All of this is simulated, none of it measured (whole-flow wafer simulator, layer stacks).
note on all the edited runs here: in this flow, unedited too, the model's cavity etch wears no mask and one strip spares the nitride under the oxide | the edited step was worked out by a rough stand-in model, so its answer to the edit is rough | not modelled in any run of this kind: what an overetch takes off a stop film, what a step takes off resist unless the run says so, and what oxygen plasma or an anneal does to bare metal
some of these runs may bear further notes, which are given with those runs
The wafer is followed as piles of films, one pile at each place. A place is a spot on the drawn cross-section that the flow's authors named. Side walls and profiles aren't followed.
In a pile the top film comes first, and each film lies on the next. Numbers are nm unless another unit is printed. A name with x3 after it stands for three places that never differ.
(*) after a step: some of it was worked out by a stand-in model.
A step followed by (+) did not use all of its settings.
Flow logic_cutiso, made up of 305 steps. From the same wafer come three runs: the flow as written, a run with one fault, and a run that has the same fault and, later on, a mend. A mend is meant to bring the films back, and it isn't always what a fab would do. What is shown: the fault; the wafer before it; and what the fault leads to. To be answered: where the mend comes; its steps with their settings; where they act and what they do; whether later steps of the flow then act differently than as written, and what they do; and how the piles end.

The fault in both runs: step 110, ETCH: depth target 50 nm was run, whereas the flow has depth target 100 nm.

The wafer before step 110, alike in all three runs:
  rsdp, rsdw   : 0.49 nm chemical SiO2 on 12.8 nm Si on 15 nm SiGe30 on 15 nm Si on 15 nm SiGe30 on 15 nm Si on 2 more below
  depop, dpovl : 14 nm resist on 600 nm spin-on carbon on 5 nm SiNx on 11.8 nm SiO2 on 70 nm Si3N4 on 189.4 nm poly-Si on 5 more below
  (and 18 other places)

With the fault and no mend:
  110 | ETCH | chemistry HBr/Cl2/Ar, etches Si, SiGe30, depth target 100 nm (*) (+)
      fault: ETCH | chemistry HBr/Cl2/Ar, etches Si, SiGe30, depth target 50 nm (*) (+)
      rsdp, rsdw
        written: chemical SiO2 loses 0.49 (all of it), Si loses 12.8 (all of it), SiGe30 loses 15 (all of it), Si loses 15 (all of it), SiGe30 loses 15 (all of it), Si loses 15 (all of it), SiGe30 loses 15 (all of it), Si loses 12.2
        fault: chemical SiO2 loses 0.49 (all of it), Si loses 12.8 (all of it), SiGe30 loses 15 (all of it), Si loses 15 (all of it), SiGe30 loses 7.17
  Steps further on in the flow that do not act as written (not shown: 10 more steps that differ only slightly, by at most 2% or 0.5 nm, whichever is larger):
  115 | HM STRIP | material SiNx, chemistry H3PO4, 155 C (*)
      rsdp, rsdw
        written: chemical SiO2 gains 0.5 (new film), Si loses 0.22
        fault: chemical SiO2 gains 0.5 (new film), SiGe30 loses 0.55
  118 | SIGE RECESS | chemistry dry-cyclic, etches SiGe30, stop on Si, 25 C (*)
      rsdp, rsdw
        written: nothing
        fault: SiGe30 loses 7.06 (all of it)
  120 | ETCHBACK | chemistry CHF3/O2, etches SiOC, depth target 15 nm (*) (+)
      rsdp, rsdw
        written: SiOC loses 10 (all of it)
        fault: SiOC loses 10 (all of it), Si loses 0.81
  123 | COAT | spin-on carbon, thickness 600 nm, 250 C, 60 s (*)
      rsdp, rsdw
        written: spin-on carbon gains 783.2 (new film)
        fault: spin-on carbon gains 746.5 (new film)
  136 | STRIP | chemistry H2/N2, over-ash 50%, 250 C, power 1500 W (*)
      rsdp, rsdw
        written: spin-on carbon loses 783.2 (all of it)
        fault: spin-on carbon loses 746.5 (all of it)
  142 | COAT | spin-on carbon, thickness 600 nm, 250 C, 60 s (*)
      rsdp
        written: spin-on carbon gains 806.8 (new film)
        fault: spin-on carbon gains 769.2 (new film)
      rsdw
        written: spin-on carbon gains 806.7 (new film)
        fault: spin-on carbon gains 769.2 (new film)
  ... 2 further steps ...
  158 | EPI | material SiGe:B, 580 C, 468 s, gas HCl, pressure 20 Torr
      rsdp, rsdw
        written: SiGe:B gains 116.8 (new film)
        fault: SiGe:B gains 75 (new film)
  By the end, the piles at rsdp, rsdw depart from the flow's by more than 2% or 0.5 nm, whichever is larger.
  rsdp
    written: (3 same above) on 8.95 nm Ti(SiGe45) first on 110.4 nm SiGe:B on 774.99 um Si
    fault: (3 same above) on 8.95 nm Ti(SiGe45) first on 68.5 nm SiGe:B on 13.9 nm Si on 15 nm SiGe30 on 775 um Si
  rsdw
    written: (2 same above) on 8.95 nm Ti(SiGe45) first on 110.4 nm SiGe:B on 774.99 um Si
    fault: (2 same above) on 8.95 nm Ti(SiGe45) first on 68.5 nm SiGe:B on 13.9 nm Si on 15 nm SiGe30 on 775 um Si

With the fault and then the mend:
  After step 110 comes the mend.
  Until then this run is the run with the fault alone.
  110a | ETCH | chemistry HBr/Cl2/Ar, etches Si, SiGe30, depth target 50 nm (*) (+) (the flow's step 110 again, with other settings)
      rsdp, rsdw
        SiGe30 loses 7.83 (all of it), Si loses 15 (all of it), SiGe30 loses 15 (all of it), Si loses 12.2
  None of the later steps of the flow acts differently than as written at any place that is followed.
  The piles end the same as the flow's at every place that both follow.
